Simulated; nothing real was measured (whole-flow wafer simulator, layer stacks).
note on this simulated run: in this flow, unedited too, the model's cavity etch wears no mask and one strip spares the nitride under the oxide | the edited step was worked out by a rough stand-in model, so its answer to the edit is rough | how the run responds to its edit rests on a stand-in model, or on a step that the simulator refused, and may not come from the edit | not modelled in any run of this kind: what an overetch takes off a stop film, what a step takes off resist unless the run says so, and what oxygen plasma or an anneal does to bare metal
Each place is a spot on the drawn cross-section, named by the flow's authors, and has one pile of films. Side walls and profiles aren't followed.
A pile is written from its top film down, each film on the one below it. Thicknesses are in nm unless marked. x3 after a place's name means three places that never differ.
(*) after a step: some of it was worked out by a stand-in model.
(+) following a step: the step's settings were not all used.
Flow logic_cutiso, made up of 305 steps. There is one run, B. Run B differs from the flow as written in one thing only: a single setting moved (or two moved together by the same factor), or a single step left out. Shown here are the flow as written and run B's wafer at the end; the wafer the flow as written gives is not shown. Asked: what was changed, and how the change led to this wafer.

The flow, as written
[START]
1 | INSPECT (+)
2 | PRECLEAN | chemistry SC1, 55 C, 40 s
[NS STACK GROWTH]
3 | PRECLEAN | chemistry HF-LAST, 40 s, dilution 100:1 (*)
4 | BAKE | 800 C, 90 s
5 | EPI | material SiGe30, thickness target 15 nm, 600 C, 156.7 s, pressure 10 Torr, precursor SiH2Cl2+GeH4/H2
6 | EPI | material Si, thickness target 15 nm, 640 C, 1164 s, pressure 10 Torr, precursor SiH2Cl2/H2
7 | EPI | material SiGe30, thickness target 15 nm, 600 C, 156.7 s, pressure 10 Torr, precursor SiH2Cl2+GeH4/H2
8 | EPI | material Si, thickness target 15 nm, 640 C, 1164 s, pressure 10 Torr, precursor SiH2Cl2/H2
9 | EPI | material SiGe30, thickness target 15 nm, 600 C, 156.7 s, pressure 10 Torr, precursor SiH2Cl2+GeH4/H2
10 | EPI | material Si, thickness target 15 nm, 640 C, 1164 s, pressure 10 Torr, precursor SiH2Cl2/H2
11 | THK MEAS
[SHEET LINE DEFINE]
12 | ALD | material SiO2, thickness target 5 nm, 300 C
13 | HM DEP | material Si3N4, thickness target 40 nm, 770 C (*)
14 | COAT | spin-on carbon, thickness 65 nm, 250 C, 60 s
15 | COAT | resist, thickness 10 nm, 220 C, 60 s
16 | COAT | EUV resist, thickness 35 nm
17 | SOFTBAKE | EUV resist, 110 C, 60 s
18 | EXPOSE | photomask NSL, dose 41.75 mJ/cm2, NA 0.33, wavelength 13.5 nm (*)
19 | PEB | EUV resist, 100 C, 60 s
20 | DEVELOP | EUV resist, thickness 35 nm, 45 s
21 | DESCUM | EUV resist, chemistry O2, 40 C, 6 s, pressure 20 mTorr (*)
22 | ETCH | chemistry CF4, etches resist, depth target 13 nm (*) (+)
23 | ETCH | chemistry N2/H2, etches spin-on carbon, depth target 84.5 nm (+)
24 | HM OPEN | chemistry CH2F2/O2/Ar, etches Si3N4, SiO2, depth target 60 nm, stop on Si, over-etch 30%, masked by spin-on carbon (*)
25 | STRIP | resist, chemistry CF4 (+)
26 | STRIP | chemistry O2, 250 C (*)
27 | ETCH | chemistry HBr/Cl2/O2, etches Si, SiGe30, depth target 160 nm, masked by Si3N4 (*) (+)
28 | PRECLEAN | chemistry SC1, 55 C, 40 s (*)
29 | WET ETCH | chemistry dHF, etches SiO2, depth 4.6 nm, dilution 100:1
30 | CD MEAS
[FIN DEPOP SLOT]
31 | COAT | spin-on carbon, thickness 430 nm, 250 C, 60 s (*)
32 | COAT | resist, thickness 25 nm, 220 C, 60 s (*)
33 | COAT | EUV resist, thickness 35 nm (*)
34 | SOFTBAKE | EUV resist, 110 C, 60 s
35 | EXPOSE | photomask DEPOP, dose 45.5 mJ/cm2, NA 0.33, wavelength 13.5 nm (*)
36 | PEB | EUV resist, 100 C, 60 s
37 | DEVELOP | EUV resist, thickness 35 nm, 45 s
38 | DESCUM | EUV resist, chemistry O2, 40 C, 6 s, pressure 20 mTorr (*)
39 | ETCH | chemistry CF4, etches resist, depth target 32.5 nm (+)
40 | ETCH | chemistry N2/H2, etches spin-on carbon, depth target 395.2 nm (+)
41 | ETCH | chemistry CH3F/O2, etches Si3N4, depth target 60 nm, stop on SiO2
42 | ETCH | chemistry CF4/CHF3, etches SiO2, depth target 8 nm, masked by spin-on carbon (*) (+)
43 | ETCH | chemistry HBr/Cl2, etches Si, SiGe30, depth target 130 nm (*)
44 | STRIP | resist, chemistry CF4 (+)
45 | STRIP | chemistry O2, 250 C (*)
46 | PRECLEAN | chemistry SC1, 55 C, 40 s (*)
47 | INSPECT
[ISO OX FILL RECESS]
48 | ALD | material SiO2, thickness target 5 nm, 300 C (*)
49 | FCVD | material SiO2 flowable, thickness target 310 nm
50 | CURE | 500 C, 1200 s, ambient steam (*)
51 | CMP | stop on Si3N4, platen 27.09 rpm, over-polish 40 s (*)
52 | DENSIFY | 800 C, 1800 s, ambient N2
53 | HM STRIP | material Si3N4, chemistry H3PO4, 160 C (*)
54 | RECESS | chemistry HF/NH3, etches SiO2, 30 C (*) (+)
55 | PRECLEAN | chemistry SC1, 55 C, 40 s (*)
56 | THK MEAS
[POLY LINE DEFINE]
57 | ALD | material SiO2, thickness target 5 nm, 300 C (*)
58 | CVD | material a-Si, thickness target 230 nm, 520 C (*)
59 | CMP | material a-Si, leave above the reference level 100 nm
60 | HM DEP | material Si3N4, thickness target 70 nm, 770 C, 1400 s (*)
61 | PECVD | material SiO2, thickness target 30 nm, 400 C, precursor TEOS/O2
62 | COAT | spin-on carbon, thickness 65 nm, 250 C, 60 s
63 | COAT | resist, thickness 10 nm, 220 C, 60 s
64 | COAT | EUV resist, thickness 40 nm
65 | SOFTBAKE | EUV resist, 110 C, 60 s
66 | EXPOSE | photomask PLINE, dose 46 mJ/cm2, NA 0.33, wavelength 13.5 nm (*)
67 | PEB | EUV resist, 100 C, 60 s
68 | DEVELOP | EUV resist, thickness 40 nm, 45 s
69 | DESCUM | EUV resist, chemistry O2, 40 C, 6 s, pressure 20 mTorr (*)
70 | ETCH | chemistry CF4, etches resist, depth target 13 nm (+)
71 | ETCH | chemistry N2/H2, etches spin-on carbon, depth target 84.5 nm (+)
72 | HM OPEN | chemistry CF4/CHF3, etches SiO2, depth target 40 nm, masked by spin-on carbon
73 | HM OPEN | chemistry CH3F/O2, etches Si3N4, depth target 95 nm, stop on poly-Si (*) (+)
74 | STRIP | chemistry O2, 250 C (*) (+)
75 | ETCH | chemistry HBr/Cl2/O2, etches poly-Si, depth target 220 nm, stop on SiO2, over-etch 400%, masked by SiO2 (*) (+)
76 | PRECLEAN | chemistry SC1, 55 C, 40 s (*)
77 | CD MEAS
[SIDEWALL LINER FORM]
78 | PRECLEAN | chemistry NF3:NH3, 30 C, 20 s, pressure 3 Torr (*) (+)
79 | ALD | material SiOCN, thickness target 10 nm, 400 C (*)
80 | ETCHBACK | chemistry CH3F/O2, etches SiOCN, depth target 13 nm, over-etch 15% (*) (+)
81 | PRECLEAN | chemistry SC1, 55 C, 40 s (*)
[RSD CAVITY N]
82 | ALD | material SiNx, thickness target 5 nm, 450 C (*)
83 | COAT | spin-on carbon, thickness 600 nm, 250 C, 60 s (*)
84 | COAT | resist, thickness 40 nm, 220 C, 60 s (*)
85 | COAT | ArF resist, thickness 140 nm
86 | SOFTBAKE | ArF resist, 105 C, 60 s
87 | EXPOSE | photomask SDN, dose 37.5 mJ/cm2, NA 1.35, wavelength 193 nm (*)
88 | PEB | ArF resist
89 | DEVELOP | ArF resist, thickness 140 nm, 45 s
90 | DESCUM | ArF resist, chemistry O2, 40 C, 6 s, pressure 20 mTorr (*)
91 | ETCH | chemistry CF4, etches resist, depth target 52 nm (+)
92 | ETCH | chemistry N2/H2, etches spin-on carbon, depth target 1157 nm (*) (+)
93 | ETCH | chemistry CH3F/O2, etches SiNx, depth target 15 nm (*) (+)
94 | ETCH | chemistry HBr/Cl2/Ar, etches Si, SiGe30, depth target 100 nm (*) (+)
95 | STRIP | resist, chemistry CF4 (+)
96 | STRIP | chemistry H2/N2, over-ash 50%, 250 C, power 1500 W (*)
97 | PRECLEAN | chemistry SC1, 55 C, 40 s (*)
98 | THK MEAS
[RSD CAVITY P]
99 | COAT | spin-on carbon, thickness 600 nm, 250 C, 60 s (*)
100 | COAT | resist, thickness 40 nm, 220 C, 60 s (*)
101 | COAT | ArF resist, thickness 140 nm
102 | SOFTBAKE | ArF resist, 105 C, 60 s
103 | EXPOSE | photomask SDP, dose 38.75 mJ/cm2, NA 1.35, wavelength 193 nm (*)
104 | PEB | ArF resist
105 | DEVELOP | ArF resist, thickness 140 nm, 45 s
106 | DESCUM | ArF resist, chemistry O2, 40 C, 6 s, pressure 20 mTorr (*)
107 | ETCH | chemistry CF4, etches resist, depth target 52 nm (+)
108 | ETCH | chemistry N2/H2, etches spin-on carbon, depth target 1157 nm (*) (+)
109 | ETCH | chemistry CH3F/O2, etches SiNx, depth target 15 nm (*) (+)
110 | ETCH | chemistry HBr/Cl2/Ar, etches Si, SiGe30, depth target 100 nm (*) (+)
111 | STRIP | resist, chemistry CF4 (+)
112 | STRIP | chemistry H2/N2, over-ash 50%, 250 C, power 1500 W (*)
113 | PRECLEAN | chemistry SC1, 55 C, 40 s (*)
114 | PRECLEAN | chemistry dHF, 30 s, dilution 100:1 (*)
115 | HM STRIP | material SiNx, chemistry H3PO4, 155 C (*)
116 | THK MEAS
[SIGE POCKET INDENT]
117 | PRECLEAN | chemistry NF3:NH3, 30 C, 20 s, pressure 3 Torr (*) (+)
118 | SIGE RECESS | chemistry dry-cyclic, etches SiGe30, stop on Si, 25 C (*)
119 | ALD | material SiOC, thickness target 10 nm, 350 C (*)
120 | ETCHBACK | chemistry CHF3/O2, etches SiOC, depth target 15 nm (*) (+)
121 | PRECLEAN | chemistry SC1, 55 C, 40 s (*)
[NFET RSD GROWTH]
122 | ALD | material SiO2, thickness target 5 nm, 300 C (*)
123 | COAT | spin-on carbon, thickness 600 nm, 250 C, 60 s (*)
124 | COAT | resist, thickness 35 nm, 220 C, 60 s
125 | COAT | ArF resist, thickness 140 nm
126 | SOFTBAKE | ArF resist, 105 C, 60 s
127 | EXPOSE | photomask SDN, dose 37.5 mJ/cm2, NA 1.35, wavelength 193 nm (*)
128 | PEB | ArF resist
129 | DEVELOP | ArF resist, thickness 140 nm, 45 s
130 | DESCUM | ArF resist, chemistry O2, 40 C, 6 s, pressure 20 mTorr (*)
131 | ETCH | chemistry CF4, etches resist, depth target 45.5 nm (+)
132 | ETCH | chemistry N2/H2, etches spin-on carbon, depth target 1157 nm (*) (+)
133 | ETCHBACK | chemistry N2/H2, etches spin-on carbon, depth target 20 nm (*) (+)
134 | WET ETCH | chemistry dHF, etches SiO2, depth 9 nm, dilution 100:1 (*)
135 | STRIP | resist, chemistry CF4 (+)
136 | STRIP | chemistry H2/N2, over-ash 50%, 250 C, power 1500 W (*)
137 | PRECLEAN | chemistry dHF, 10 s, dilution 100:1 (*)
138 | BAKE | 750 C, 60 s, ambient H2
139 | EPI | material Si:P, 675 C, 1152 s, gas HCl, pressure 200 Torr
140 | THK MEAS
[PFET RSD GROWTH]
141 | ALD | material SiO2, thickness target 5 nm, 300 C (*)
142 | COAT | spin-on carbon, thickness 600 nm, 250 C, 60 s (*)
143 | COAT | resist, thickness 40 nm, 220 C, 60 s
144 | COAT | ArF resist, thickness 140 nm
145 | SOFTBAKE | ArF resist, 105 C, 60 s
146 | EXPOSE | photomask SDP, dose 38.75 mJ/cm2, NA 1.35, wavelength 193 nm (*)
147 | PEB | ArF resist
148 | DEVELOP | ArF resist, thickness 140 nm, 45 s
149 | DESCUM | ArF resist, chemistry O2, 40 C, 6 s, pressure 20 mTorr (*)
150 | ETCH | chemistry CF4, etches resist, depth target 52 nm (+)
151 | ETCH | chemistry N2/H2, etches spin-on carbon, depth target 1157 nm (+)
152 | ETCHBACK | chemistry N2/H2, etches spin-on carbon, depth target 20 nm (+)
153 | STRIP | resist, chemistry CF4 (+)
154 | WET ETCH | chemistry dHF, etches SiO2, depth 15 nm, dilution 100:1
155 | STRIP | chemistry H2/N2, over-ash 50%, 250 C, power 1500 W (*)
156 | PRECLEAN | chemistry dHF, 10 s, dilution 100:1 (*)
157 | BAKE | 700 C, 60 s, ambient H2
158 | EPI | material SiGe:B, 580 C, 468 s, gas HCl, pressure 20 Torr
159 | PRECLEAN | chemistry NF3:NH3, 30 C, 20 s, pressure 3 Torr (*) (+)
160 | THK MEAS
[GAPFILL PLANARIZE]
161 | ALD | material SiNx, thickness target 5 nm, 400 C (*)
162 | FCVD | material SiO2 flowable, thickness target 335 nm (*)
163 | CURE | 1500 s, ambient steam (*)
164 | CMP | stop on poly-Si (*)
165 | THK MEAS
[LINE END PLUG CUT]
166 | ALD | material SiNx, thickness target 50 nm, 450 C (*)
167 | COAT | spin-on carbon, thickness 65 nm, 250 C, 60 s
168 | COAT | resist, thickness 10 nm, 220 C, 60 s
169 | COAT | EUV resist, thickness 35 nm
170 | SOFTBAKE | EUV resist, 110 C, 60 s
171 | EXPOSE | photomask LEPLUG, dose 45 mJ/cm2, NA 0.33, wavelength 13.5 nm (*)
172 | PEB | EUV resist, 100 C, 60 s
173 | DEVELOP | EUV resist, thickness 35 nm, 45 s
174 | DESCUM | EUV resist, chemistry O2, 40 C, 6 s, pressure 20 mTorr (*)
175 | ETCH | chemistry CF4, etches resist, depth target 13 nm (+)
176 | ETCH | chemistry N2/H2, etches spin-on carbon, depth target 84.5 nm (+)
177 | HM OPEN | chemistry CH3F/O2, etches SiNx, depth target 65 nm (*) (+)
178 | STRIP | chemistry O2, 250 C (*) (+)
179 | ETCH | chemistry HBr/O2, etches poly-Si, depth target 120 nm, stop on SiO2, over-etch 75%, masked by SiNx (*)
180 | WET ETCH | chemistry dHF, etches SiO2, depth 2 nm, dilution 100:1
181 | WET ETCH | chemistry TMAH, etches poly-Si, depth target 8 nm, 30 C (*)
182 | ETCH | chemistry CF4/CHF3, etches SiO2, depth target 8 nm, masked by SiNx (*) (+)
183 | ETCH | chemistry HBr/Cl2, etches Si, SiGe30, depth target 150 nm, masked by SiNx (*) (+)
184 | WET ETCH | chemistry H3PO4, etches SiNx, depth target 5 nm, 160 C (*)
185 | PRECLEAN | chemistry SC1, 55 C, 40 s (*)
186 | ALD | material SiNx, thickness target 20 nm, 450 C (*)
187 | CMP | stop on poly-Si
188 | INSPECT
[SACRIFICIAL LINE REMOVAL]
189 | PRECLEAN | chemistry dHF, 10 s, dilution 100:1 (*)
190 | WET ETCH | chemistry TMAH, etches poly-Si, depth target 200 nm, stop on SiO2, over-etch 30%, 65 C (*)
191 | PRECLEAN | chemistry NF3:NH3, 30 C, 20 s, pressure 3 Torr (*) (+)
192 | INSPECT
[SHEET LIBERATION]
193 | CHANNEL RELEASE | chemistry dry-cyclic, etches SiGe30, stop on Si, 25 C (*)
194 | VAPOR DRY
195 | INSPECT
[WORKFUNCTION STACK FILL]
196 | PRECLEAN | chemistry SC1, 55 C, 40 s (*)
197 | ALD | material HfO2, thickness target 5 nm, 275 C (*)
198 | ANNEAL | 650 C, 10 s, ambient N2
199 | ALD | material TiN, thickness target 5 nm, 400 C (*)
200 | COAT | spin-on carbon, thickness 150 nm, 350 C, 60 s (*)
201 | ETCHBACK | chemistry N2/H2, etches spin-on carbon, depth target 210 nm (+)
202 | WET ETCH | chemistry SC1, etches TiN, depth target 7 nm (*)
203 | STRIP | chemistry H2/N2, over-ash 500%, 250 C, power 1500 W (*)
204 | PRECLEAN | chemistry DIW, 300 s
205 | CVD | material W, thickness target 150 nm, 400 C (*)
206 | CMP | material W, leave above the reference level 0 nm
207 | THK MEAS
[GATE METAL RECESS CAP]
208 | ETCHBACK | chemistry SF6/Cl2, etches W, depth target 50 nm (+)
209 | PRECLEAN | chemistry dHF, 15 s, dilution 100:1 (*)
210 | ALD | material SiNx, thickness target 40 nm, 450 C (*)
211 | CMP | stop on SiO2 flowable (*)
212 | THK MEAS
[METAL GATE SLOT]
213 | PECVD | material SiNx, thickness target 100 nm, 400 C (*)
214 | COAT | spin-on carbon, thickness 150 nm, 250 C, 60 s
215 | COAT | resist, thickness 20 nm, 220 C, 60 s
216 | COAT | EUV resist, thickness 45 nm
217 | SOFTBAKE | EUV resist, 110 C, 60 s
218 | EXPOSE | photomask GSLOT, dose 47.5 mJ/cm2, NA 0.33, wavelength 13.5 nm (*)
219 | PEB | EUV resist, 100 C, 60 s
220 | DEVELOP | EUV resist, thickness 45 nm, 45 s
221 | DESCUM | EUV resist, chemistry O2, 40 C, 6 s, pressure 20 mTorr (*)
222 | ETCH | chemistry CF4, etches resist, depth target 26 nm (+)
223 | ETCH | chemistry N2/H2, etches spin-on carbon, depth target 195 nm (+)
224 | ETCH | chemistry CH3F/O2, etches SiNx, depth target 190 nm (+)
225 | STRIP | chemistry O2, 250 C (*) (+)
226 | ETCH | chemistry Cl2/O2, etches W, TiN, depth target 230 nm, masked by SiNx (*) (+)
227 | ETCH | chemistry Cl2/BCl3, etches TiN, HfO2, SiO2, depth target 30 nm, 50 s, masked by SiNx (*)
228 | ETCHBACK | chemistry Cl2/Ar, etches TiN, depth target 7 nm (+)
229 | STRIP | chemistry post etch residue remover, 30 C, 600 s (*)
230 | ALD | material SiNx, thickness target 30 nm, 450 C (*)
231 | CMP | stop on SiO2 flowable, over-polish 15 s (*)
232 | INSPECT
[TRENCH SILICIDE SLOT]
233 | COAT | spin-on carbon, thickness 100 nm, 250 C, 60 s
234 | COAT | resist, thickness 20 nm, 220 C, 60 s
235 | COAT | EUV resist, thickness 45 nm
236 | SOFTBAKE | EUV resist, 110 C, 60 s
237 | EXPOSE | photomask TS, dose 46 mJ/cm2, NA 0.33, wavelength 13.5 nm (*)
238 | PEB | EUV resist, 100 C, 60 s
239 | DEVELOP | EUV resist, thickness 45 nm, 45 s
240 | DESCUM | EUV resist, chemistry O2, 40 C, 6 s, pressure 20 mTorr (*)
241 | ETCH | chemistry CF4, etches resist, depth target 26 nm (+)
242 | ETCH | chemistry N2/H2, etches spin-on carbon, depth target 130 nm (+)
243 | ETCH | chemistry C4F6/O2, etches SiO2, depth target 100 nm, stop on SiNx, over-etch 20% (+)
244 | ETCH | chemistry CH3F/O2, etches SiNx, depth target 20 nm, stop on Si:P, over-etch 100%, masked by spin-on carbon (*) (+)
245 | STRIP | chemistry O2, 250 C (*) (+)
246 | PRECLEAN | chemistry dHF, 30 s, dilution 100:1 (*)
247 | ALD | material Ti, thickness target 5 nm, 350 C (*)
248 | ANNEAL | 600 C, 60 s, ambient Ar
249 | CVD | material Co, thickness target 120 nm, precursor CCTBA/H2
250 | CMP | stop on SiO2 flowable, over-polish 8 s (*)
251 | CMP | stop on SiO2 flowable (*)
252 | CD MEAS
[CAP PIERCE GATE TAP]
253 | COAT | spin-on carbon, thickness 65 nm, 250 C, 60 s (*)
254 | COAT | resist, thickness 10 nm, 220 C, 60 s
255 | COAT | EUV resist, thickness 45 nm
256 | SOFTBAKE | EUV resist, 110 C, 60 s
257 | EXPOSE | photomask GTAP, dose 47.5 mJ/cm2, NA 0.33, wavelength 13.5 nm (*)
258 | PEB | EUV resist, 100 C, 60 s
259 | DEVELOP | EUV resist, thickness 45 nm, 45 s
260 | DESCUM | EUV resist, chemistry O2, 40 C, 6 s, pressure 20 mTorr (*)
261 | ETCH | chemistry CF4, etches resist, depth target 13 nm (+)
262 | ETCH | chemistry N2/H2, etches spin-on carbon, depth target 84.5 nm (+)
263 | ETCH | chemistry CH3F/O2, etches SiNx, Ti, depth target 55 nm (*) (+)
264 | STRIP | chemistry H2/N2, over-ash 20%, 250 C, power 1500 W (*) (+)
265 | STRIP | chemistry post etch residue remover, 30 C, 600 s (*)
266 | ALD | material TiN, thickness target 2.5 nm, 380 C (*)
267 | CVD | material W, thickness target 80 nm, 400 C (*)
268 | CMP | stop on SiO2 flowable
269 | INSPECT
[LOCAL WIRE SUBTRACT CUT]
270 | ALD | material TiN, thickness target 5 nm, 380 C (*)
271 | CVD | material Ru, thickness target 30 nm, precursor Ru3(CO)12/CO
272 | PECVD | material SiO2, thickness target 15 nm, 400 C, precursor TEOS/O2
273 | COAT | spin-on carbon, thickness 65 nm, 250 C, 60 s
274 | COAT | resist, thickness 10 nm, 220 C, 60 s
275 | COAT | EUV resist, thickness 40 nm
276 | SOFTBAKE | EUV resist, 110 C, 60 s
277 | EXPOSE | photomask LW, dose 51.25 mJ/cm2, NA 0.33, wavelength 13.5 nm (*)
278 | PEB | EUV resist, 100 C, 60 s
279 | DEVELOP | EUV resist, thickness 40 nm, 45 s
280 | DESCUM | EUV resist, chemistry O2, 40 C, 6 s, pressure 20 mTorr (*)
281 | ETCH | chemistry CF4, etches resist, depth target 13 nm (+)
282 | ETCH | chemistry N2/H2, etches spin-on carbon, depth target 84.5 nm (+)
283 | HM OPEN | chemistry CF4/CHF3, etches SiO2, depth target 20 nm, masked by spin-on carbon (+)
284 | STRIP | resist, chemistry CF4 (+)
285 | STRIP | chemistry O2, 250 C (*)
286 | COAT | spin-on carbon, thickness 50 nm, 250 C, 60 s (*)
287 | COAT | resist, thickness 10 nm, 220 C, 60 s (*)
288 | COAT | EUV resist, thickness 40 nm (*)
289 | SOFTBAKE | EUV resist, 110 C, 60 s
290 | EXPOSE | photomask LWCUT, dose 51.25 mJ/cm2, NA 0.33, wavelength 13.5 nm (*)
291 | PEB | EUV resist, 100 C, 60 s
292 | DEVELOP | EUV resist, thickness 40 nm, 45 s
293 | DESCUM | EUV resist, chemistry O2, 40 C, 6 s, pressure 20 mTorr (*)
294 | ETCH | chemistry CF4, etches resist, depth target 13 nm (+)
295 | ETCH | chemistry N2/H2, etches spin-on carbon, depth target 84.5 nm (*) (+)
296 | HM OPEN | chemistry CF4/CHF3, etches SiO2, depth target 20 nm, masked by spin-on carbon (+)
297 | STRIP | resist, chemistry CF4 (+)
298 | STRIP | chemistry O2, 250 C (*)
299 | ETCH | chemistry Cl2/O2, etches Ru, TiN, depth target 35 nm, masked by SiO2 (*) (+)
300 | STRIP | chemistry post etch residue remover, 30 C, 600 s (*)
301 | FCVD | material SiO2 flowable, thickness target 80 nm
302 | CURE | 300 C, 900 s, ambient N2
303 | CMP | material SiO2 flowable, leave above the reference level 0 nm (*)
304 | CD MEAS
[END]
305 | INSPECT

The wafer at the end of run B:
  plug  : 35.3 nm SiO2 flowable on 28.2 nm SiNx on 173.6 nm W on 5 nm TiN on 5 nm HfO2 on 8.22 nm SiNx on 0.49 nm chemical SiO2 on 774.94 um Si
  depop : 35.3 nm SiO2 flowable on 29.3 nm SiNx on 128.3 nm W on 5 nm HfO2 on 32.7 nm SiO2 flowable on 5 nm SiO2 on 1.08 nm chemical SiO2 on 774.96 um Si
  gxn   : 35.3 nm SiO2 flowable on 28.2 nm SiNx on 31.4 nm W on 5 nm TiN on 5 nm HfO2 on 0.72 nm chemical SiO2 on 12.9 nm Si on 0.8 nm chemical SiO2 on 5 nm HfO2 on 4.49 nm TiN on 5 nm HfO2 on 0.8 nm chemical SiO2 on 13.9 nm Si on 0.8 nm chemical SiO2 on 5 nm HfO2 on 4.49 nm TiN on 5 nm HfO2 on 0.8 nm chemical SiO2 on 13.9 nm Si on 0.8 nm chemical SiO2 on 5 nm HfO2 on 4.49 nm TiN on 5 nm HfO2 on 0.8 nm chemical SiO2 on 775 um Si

Cause: step 186, ALD: thickness target 10 nm was run, whereas the flow has thickness target 20 nm.

How this came from the change, step by step:
  186 | ALD | material SiNx, thickness target 20 nm, 450 C (*)
      depop, dpovl, gfld and 18 more: SiNx gains 10 (in the flow as written it would be: SiNx gains 20)
      plug: SiNx gains 10 (new film) (in the flow as written it would be: SiNx gains 284.2 (new film))
  187 | CMP | stop on poly-Si
      plug: nothing (in the flow as written it would be: SiNx loses 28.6)
      depop, dpovl, gfld and 18 more: SiNx loses 18.6 (all of it) (in the flow as written it would be: SiNx loses 28.6 (all of it))
  200 | COAT | spin-on carbon, thickness 150 nm, 350 C, 60 s (*)
      lnr, lnrp: spin-on carbon gains 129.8 (new film) (in the flow as written it would be: spin-on carbon gains 133.9 (new film))
      iso: spin-on carbon gains 142 (new film) (in the flow as written it would be: spin-on carbon gains 145.4 (new film))
      (and at 7 other places as well)
  201 | ETCHBACK | chemistry N2/H2, etches spin-on carbon, depth target 210 nm (+)
      plug: spin-on carbon loses 210 (in the flow as written it would be: spin-on carbon loses 134.1 (all of it))
      lnr, lnrp: spin-on carbon loses 129.8 (all of it) (in the flow as written it would be: spin-on carbon loses 133.9 (all of it))
      (and at 7 other places as well)
  202 | WET ETCH | chemistry SC1, etches TiN, depth target 7 nm (*)
      plug: spin-on carbon loses 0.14 (in the flow as written it would be: TiN loses 5 (all of it))
  203 | STRIP | chemistry H2/N2, over-ash 500%, 250 C, power 1500 W (*)
      plug: spin-on carbon loses 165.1 (all of it) (in the flow as written it would be: nothing)
      gxn, gxp: spin-on carbon loses 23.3 (all of it) (in the flow as written it would be: spin-on carbon loses 26.8 (all of it))
      (and at 5 other places as well)
  205 | CVD | material W, thickness target 150 nm, 400 C (*)
      plug: W gains 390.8 (new film) (in the flow as written it would be: W gains 150.2 (new film))
  206 | CMP | material W, leave above the reference level 0 nm
      plug: W loses 167.2 (in the flow as written it would be: W loses 150.2 (all of it), HfO2 loses 5 (all of it), SiNx loses 12)
  208 | ETCHBACK | chemistry SF6/Cl2, etches W, depth target 50 nm (+)
      plug: W loses 50 (in the flow as written it would be: SiNx loses 12.5)
  210 | ALD | material SiNx, thickness target 40 nm, 450 C (*)
      plug: SiNx gains 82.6 (new film) (in the flow as written it would be: SiNx gains 42.5)
  211 | CMP | stop on SiO2 flowable (*)
      plug: SiNx loses 43.2 (in the flow as written it would be: SiNx loses 40.3)
With metal films that touch counted as one body, plug has 1 body; the flow as written gives 0 bodies.
